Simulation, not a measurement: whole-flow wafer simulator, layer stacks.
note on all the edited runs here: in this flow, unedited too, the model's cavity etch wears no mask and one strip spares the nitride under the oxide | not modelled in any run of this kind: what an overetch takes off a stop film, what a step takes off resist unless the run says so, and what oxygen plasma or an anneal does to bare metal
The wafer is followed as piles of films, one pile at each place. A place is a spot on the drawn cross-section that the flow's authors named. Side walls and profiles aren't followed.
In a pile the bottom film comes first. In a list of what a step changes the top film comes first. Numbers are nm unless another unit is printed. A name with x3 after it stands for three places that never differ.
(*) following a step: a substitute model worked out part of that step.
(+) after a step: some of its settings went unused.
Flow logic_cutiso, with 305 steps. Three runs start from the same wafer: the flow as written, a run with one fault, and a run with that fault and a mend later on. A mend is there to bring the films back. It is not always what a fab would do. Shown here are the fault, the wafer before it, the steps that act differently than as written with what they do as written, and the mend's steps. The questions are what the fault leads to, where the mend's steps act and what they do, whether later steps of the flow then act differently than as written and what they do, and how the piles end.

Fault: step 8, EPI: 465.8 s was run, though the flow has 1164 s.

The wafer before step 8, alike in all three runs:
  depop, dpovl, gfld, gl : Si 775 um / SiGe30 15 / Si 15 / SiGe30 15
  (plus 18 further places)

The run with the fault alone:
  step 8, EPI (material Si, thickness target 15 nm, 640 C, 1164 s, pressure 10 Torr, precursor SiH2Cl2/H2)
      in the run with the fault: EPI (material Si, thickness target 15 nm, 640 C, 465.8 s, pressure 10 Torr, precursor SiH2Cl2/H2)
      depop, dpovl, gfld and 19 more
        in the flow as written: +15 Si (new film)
        in the run with the fault: +6 Si (new film)
  Later steps of the flow acting differently than as written (3 other steps are not shown; they differ only slightly, by no more than 2% or 0.5 nm, whichever is larger):
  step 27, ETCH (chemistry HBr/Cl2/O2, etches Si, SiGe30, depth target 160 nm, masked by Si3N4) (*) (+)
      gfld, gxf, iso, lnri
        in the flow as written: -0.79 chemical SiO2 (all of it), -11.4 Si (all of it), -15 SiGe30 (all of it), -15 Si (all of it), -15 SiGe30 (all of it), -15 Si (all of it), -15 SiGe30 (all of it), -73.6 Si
        in the run with the fault: -0.79 chemical SiO2 (all of it), -11.4 Si (all of it), -15 SiGe30 (all of it), -6 Si (all of it), -15 SiGe30 (all of it), -15 Si (all of it), -15 SiGe30 (all of it), -82.6 Si
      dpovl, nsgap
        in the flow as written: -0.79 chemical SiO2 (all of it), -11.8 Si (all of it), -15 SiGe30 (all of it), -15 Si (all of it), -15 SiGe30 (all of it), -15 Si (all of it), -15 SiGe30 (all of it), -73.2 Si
        in the run with the fault: -0.79 chemical SiO2 (all of it), -11.8 Si (all of it), -15 SiGe30 (all of it), -6 Si (all of it), -15 SiGe30 (all of it), -15 Si (all of it), -15 SiGe30 (all of it), -82.2 Si
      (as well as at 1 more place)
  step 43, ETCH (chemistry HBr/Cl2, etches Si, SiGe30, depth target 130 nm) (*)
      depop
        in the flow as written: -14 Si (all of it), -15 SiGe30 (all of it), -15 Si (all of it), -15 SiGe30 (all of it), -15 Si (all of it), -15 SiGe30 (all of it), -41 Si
        in the run with the fault: -14 Si (all of it), -15 SiGe30 (all of it), -6 Si (all of it), -15 SiGe30 (all of it), -15 Si (all of it), -15 SiGe30 (all of it), -50 Si
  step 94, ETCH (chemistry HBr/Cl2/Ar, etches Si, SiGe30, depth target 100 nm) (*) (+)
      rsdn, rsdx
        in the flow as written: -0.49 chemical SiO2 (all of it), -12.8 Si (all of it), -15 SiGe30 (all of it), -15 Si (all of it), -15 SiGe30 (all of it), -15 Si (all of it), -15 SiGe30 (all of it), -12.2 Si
        in the run with the fault: -0.49 chemical SiO2 (all of it), -12.8 Si (all of it), -15 SiGe30 (all of it), -6 Si (all of it), -15 SiGe30 (all of it), -15 Si (all of it), -15 SiGe30 (all of it), -21.2 Si
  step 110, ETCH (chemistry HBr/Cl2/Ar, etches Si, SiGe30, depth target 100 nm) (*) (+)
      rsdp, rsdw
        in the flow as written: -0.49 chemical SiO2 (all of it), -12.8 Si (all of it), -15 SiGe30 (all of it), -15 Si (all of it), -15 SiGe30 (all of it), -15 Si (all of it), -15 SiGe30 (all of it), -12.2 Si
        in the run with the fault: -0.49 chemical SiO2 (all of it), -12.8 Si (all of it), -15 SiGe30 (all of it), -6 Si (all of it), -15 SiGe30 (all of it), -15 Si (all of it), -15 SiGe30 (all of it), -21.2 Si
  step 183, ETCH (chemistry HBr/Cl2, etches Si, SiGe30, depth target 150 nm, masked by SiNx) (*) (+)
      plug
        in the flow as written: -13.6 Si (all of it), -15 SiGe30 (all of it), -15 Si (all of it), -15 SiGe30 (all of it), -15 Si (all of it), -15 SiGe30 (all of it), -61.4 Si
        in the run with the fault: -13.6 Si (all of it), -15 SiGe30 (all of it), -6 Si (all of it), -15 SiGe30 (all of it), -15 Si (all of it), -15 SiGe30 (all of it), -70.4 Si
  By the end, the piles at gl, glp, gxn and 6 more depart from the flow's by more than 2% or 0.5 nm, whichever is larger.
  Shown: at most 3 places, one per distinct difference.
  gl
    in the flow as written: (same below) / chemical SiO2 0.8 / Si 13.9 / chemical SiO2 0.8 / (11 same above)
    in the run with the fault: (same below) / chemical SiO2 0.8 / Si 4.92 / chemical SiO2 0.8 / (11 same above)
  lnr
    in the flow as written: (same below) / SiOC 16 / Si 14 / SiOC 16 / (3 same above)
    in the run with the fault: (same below) / SiOC 16 / Si 4.97 / SiOC 16 / (3 same above)
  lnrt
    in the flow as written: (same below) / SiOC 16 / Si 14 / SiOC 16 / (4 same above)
    in the run with the fault: (same below) / SiOC 16 / Si 4.97 / SiOC 16 / (4 same above)

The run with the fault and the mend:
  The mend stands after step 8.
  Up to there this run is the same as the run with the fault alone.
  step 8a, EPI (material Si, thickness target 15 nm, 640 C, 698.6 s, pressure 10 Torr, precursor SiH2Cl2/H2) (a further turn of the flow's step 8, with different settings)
      depop, dpovl, gfld and 19 more
        +9 Si
  Later steps of the flow that are run all act as written at every place that is followed.
  At every place that both follow, the piles at the end match the flow's.
